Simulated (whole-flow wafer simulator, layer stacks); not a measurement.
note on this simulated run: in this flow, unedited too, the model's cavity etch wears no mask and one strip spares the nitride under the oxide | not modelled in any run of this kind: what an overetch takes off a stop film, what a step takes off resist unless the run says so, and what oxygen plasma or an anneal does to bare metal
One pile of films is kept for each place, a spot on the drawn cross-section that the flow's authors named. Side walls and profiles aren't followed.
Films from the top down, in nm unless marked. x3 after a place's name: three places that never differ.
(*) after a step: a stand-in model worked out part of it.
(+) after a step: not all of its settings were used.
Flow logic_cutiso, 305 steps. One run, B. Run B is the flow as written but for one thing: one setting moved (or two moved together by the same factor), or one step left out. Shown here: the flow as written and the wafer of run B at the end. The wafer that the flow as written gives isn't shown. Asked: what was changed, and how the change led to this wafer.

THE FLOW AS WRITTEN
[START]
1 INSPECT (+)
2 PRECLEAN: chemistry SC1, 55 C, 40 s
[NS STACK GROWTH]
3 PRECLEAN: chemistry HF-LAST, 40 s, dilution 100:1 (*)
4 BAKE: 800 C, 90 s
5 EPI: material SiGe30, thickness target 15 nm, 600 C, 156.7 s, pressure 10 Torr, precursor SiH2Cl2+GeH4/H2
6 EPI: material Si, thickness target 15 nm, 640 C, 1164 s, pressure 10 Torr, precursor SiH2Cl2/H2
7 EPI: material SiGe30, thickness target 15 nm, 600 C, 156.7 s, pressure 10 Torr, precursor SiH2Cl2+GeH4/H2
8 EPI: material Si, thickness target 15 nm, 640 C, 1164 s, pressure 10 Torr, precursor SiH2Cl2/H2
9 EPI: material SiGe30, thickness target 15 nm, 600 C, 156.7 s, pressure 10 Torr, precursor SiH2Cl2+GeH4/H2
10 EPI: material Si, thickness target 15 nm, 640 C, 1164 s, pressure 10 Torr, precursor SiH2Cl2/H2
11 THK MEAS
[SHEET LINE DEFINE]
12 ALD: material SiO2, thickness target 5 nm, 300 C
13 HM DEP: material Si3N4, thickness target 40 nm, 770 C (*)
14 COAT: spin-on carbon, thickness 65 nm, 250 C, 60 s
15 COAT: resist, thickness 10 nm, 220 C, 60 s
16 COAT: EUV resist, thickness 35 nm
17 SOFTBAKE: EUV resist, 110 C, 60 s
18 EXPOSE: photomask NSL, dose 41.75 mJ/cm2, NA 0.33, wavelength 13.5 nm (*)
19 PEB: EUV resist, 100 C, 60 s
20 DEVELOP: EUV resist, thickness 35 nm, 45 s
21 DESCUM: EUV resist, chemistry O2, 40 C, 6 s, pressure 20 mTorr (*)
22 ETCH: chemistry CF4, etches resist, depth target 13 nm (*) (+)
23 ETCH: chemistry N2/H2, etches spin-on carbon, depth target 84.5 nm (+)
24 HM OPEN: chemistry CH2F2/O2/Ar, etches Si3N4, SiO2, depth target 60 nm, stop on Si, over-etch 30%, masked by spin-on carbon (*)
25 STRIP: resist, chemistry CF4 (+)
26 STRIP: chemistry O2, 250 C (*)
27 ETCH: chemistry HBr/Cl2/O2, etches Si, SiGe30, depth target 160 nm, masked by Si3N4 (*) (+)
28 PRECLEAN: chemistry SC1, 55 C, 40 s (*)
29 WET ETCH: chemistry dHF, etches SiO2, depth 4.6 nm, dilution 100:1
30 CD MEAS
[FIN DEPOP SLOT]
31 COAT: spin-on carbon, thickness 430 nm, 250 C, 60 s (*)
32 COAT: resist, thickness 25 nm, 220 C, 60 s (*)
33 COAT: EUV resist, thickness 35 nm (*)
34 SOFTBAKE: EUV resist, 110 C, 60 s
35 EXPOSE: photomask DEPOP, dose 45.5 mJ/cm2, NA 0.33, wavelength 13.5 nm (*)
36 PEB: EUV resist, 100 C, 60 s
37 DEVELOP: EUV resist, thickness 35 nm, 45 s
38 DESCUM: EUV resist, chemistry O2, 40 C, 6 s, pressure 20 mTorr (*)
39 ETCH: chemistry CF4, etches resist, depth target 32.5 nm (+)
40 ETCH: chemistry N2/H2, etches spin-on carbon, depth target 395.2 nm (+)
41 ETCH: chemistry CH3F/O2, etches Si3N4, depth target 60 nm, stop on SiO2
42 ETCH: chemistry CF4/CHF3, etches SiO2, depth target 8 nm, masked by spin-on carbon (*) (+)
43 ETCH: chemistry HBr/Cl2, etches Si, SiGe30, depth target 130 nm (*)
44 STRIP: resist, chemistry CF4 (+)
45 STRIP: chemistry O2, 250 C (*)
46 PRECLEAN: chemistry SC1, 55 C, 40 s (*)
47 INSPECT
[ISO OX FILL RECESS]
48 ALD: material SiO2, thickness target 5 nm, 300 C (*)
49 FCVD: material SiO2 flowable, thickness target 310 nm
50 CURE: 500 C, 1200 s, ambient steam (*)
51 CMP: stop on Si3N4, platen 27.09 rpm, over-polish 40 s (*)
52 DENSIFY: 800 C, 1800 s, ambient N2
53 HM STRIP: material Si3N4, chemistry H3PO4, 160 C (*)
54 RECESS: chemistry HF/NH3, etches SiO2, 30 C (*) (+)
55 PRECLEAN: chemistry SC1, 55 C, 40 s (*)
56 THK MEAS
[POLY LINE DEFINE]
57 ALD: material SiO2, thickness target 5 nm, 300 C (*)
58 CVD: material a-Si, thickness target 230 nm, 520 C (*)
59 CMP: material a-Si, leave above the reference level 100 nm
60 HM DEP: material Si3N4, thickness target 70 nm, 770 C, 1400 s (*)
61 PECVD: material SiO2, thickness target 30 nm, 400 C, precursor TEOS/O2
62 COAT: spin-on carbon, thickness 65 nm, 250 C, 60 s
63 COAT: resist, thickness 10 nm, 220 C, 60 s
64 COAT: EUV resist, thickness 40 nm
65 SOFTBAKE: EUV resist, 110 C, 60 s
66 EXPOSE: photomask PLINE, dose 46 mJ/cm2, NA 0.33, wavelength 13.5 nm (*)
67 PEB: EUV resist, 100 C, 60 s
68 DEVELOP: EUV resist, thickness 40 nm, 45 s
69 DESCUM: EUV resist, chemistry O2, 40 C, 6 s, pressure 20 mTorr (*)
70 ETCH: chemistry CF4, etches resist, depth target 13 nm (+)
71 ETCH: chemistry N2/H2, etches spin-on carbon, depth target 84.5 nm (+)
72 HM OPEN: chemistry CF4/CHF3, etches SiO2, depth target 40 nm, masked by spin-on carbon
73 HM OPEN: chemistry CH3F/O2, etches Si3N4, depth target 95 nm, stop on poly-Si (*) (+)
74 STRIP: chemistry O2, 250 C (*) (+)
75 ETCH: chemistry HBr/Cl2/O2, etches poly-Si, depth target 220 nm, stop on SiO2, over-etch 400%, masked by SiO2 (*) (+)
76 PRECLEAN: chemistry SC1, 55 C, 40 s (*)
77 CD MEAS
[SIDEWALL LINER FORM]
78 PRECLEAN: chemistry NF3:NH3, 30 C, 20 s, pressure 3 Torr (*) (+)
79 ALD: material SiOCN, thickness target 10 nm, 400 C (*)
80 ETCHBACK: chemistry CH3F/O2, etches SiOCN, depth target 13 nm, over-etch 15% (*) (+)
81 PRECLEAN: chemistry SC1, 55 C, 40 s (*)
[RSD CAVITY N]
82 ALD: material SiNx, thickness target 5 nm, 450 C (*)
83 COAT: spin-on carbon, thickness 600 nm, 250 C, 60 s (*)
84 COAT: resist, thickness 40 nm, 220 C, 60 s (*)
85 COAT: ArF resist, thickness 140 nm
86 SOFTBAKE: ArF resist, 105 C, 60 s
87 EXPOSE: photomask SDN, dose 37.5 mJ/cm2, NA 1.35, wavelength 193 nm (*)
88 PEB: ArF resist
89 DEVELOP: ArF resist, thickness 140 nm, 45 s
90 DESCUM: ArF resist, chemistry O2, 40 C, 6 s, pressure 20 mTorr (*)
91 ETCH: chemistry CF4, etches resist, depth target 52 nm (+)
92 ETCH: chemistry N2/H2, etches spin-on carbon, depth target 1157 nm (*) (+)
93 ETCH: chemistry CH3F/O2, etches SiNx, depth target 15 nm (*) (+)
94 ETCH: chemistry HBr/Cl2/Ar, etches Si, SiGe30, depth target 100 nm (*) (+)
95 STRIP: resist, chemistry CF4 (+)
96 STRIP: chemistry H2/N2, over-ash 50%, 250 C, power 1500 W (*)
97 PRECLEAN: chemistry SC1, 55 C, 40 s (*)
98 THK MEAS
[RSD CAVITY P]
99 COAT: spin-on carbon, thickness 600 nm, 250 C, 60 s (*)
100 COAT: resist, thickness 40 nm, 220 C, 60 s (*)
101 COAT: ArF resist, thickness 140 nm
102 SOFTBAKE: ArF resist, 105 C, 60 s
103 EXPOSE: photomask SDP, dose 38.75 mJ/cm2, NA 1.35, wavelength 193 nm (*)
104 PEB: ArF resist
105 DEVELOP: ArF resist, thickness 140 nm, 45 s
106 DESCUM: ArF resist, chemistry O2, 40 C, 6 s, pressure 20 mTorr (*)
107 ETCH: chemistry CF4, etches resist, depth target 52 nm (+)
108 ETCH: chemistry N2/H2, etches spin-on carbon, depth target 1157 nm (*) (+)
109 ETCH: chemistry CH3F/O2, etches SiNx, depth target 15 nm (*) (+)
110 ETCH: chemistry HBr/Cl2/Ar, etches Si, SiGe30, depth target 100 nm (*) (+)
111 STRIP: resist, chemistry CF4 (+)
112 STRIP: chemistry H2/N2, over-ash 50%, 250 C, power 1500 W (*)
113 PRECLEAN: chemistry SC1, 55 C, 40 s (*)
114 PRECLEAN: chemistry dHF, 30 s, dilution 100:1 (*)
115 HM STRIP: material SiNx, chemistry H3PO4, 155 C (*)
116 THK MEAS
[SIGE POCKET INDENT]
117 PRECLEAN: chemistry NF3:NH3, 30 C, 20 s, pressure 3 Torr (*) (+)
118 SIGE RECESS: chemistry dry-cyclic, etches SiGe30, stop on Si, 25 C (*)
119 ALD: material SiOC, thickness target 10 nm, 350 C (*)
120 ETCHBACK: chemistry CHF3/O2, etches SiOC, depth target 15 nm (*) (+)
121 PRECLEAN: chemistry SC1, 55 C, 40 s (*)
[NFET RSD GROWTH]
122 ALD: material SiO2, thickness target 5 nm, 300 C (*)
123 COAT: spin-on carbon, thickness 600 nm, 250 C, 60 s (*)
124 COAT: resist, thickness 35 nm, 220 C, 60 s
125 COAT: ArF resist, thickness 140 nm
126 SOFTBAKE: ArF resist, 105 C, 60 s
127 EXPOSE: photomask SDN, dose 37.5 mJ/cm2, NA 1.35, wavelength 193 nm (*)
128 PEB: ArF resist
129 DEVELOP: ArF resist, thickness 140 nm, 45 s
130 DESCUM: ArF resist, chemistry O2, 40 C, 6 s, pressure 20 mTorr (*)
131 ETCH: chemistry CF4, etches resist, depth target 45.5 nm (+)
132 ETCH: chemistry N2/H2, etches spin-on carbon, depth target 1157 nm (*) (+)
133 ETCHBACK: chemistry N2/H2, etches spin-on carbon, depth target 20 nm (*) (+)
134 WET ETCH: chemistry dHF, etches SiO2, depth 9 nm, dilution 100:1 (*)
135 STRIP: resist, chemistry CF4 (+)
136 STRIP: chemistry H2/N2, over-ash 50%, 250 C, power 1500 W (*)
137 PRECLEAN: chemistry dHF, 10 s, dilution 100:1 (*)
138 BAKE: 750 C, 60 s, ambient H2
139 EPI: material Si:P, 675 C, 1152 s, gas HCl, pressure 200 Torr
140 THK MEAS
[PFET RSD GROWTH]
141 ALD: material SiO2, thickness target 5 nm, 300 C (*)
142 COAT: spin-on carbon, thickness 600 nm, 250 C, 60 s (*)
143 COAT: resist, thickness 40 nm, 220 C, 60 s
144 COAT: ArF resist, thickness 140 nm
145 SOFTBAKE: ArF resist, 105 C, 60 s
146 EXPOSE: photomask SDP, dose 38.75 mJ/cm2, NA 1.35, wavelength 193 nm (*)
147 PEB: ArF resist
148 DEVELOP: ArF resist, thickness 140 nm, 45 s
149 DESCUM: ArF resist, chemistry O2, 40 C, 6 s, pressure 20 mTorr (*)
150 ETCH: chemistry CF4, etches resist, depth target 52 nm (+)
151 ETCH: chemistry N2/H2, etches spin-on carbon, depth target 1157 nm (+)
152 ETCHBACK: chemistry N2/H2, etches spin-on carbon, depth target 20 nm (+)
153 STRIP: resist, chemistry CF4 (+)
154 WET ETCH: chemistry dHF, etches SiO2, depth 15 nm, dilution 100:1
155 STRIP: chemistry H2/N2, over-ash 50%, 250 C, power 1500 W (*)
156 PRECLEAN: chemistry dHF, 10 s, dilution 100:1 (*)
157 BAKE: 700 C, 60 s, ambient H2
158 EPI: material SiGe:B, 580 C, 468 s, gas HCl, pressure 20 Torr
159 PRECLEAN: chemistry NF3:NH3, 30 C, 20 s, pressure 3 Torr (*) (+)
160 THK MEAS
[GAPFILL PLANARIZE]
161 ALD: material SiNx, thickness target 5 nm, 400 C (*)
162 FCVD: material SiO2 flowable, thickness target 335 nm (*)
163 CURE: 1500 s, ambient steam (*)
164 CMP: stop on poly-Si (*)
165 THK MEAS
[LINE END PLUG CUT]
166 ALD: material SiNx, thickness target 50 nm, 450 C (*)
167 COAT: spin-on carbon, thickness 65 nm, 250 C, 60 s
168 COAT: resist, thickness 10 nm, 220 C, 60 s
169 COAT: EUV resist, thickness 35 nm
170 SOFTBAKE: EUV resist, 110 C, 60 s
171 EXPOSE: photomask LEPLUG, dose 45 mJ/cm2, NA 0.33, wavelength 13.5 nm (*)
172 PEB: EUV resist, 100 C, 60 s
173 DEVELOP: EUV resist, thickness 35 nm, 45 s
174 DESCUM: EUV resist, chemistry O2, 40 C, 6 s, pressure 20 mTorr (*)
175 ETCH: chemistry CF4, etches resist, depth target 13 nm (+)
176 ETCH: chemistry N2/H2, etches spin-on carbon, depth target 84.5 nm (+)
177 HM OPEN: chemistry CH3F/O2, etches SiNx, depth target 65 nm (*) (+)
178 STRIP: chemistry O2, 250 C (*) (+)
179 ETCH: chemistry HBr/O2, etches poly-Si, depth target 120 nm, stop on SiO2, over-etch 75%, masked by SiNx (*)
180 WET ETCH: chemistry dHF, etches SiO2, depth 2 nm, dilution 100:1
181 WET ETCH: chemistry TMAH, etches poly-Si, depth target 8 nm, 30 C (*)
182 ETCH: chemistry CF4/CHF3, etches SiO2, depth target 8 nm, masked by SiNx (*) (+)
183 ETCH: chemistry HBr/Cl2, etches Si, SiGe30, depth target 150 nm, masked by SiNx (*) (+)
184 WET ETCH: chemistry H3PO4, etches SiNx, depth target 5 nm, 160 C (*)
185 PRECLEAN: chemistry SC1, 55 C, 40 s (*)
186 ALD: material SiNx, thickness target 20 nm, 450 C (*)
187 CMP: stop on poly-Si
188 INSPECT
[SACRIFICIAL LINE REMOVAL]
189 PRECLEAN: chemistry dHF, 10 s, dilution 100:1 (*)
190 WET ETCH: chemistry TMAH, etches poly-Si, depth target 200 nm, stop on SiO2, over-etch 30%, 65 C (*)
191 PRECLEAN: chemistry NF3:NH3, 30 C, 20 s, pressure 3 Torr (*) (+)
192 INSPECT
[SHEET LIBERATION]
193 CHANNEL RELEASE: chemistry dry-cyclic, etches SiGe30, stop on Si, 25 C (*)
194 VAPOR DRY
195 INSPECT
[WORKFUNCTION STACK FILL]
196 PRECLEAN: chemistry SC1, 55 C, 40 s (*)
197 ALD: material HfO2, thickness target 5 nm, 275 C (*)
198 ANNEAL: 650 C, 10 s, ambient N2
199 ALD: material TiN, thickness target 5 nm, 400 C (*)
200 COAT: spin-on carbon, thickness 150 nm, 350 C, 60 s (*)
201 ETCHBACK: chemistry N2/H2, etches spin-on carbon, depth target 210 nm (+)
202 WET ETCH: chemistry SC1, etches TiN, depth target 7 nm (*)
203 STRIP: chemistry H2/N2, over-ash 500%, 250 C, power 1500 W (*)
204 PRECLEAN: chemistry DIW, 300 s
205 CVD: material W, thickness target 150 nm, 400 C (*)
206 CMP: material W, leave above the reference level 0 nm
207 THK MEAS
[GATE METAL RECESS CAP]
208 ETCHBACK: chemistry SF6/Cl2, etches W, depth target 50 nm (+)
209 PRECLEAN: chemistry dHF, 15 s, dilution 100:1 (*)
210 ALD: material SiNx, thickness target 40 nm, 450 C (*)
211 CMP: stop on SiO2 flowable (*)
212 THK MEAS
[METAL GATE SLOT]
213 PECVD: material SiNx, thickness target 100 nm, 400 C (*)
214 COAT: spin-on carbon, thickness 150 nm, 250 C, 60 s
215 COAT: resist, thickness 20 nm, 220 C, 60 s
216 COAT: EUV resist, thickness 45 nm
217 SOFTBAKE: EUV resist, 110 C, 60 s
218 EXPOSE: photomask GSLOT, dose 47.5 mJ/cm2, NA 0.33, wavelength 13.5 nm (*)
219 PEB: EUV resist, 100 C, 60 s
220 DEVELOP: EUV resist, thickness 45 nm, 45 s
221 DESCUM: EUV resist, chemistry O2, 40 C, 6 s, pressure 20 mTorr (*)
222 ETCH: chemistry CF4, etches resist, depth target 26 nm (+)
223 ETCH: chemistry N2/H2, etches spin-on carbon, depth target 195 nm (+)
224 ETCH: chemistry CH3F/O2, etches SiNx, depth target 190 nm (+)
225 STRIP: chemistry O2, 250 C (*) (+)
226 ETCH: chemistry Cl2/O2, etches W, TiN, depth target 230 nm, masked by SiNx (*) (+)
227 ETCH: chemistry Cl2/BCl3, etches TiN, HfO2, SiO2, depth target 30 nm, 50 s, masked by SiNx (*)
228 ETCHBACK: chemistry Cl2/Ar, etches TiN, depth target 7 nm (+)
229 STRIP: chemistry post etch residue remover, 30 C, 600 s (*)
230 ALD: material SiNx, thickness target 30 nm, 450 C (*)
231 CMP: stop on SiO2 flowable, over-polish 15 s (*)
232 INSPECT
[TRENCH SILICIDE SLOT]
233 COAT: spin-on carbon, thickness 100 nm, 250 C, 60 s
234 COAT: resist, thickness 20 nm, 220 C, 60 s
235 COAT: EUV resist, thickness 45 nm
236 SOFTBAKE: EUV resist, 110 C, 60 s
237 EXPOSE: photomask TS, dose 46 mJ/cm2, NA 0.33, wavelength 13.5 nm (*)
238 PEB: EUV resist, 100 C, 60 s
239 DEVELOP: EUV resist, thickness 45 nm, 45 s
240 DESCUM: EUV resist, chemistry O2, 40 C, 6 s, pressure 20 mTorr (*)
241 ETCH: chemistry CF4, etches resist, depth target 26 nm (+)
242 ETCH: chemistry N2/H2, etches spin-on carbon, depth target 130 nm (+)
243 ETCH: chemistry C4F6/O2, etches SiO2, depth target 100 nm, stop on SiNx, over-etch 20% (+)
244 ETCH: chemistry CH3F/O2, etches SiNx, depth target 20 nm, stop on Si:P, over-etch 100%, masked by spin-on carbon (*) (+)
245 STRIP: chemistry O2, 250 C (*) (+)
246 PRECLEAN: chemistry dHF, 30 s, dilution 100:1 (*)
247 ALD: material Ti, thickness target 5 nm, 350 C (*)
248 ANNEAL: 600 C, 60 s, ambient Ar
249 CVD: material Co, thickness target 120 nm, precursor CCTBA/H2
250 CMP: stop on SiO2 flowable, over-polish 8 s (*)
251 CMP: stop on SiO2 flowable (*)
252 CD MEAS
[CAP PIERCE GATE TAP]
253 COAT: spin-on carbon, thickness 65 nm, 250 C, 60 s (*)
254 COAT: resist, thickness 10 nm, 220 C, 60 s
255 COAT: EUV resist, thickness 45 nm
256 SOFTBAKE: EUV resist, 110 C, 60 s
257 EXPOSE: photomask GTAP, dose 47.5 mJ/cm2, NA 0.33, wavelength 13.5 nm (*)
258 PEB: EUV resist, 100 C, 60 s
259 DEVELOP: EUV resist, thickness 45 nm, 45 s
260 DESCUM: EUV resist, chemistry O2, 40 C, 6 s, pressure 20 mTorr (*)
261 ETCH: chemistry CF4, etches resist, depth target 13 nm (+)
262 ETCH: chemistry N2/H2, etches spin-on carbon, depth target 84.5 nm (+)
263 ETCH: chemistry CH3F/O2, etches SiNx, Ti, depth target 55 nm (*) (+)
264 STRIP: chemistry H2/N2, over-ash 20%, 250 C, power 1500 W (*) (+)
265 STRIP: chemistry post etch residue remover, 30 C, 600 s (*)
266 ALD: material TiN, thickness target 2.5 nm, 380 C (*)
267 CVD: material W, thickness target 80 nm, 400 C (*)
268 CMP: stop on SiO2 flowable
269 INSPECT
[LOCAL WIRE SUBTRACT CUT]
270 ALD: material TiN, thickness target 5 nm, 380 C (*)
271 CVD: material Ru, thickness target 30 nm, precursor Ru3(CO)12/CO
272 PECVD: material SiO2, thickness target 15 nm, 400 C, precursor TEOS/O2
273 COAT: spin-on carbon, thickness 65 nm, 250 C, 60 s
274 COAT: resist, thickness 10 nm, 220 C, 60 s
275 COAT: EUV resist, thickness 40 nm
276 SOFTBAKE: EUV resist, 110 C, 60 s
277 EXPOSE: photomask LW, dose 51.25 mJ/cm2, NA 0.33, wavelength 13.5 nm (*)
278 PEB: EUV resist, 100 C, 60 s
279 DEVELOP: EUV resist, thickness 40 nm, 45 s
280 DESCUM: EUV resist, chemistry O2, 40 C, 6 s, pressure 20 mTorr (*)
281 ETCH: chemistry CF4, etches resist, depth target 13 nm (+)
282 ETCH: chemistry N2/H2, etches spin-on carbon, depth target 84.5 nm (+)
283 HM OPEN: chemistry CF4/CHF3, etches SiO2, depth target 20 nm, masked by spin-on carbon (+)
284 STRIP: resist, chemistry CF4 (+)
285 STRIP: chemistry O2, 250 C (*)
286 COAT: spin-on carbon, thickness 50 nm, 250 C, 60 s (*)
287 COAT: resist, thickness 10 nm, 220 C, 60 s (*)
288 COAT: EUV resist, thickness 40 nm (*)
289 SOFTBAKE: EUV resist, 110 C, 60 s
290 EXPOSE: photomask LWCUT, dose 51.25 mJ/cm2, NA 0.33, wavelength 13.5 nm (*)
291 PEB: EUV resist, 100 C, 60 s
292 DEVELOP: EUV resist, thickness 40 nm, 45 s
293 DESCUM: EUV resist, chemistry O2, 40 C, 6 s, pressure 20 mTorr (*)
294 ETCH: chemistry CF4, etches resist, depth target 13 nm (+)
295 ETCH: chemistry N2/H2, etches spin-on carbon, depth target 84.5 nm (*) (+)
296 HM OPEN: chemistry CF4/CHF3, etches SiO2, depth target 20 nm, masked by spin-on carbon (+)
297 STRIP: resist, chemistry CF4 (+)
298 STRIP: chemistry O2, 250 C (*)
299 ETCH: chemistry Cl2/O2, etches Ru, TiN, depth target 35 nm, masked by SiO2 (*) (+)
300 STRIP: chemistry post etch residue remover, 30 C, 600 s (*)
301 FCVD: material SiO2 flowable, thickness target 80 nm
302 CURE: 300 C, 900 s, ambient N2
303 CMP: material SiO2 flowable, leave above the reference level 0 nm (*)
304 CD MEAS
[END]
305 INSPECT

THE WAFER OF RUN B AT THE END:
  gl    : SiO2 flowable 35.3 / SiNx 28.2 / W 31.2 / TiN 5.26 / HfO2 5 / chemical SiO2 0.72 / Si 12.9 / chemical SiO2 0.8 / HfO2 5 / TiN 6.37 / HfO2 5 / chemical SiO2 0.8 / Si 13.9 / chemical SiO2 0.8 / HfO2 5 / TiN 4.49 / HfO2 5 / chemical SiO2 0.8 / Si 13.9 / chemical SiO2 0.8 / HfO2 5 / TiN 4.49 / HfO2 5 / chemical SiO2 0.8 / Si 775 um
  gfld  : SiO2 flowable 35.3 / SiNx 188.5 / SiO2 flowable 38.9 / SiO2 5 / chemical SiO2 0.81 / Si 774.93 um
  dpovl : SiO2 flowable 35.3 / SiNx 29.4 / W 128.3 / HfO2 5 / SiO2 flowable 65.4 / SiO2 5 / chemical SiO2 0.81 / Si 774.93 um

The cause: step 9, EPI: thickness target 16.9 nm was run, where the flow has thickness target 15 nm; step 9, EPI: 176.3 s was run, where the flow has 156.7 s.

How the change led to this, step by step:
  9 EPI: material SiGe30, thickness target 15 nm, 600 C, 156.7 s, pressure 10 Torr, precursor SiH2Cl2+GeH4/H2
      depop, dpovl, gfld and 19 more: SiGe30 +16.9 (new film) (as written it would be: SiGe30 +15 (new film))
  27 ETCH: chemistry HBr/Cl2/O2, etches Si, SiGe30, depth target 160 nm, masked by Si3N4 (*) (+)
      gfld, gxf, iso, lnri: chemical SiO2 -0.79 (all of it), Si -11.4 (all of it), SiGe30 -16.9 (all of it), Si -15 (all of it), SiGe30 -15 (all of it), Si -15 (all of it), SiGe30 -15 (all of it), Si -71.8 (as written it would be: chemical SiO2 -0.79 (all of it), Si -11.4 (all of it), SiGe30 -15 (all of it), Si -15 (all of it), SiGe30 -15 (all of it), Si -15 (all of it), SiGe30 -15 (all of it), Si -73.6)
      dpovl, nsgap: chemical SiO2 -0.79 (all of it), Si -11.8 (all of it), SiGe30 -16.9 (all of it), Si -15 (all of it), SiGe30 -15 (all of it), Si -15 (all of it), SiGe30 -15 (all of it), Si -71.4 (as written it would be: chemical SiO2 -0.79 (all of it), Si -11.8 (all of it), SiGe30 -15 (all of it), Si -15 (all of it), SiGe30 -15 (all of it), Si -15 (all of it), SiGe30 -15 (all of it), Si -73.2)
      (and at 1 more place)
  43 ETCH: chemistry HBr/Cl2, etches Si, SiGe30, depth target 130 nm (*)
      depop: Si -14 (all of it), SiGe30 -16.9 (all of it), Si -15 (all of it), SiGe30 -15 (all of it), Si -15 (all of it), SiGe30 -15 (all of it), Si -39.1 (as written it would be: Si -14 (all of it), SiGe30 -15 (all of it), Si -15 (all of it), SiGe30 -15 (all of it), Si -15 (all of it), SiGe30 -15 (all of it), Si -41)
  94 ETCH: chemistry HBr/Cl2/Ar, etches Si, SiGe30, depth target 100 nm (*) (+)
      rsdn, rsdx: chemical SiO2 -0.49 (all of it), Si -12.8 (all of it), SiGe30 -16.9 (all of it), Si -15 (all of it), SiGe30 -15 (all of it), Si -15 (all of it), SiGe30 -15 (all of it), Si -10.3 (as written it would be: chemical SiO2 -0.49 (all of it), Si -12.8 (all of it), SiGe30 -15 (all of it), Si -15 (all of it), SiGe30 -15 (all of it), Si -15 (all of it), SiGe30 -15 (all of it), Si -12.2)
  110 ETCH: chemistry HBr/Cl2/Ar, etches Si, SiGe30, depth target 100 nm (*) (+)
      rsdp, rsdw: chemical SiO2 -0.49 (all of it), Si -12.8 (all of it), SiGe30 -16.9 (all of it), Si -15 (all of it), SiGe30 -15 (all of it), Si -15 (all of it), SiGe30 -15 (all of it), Si -10.3 (as written it would be: chemical SiO2 -0.49 (all of it), Si -12.8 (all of it), SiGe30 -15 (all of it), Si -15 (all of it), SiGe30 -15 (all of it), Si -15 (all of it), SiGe30 -15 (all of it), Si -12.2)
  118 SIGE RECESS: chemistry dry-cyclic, etches SiGe30, stop on Si, 25 C (*)
      lnr, lnrp, lnrt: SiOCN -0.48, Si -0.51, cavity +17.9 (new film), SiGe30 -16.9 (all of it), Si -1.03, cavity +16 (new film), SiGe30 -15 (all of it), Si -1.03, cavity +16 (new film), SiGe30 -15 (all of it), Si -0.51 (as written it would be: SiOCN -0.48, Si -0.51, cavity +16 (new film), SiGe30 -15 (all of it), Si -1.03, cavity +16 (new film), SiGe30 -15 (all of it), Si -1.03, cavity +16 (new film), SiGe30 -15 (all of it), Si -0.51)
  119 ALD: material SiOC, thickness target 10 nm, 350 C (*)
      lnr, lnrp, lnrt: SiOC +10 (new film), SiOC +17.9 (new film), cavity -17.9 (all of it), SiOC +16 (new film), cavity -16 (all of it), SiOC +16 (new film), cavity -16 (all of it) (as written it would be: SiOC +10 (new film), SiOC +16 (new film), cavity -16 (all of it), SiOC +16 (new film), cavity -16 (all of it), SiOC +16 (new film), cavity -16 (all of it))
  183 ETCH: chemistry HBr/Cl2, etches Si, SiGe30, depth target 150 nm, masked by SiNx (*) (+)
      plug: Si -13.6 (all of it), SiGe30 -16.9 (all of it), Si -15 (all of it), SiGe30 -15 (all of it), Si -15 (all of it), SiGe30 -15 (all of it), Si -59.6 (as written it would be: Si -13.6 (all of it), SiGe30 -15 (all of it), Si -15 (all of it), SiGe30 -15 (all of it), Si -15 (all of it), SiGe30 -15 (all of it), Si -61.4)
  193 CHANNEL RELEASE: chemistry dry-cyclic, etches SiGe30, stop on Si, 25 C (*)
      gl, glp, gxn, gxp, ns, tap: chemical SiO2 +0.8 (new film), Si -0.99, chemical SiO2 +0.8 (new film), cavity +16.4 (new film), chemical SiO2 +0.8 (new film), SiGe30 -16.9 (all of it), Si -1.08, chemical SiO2 +0.8 (new film), cavity +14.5 (new film), chemical SiO2 +0.8 (new film), SiGe30 -15 (all of it), Si -1.08, chemical SiO2 +0.8 (new film), cavity +14.5 (new film), chemical SiO2 +0.8 (new film), SiGe30 -15 (all of it), Si -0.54 (as written it would be: chemical SiO2 +0.8 (new film), Si -0.99, chemical SiO2 +0.8 (new film), cavity +14.5 (new film), chemical SiO2 +0.8 (new film), SiGe30 -15 (all of it), Si -1.08, chemical SiO2 +0.8 (new film), cavity +14.5 (new film), chemical SiO2 +0.8 (new film), SiGe30 -15 (all of it), Si -1.08, chemical SiO2 +0.8 (new film), cavity +14.5 (new film), chemical SiO2 +0.8 (new film), SiGe30 -15 (all of it), Si -0.54)
  199 ALD: material TiN, thickness target 5 nm, 400 C (*)
      gl, glp, tap: TiN +5.26 (new film), TiN +6.37 (new film), cavity -6.37 (all of it), TiN +4.49 (new film), cavity -4.49 (all of it), TiN +4.49 (new film), cavity -4.49 (all of it) (as written it would be: TiN +5.26 (new film), TiN +4.49 (new film), cavity -4.49 (all of it), TiN +4.49 (new film), cavity -4.49 (all of it), TiN +4.49 (new film), cavity -4.49 (all of it))
      gxn, gxp, ns: TiN +5 (new film), TiN +6.37 (new film), cavity -6.37 (all of it), TiN +4.49 (new film), cavity -4.49 (all of it), TiN +4.49 (new film), cavity -4.49 (all of it) (as written it would be: TiN +5 (new film), TiN +4.49 (new film), cavity -4.49 (all of it), TiN +4.49 (new film), cavity -4.49 (all of it), TiN +4.49 (new film), cavity -4.49 (all of it))
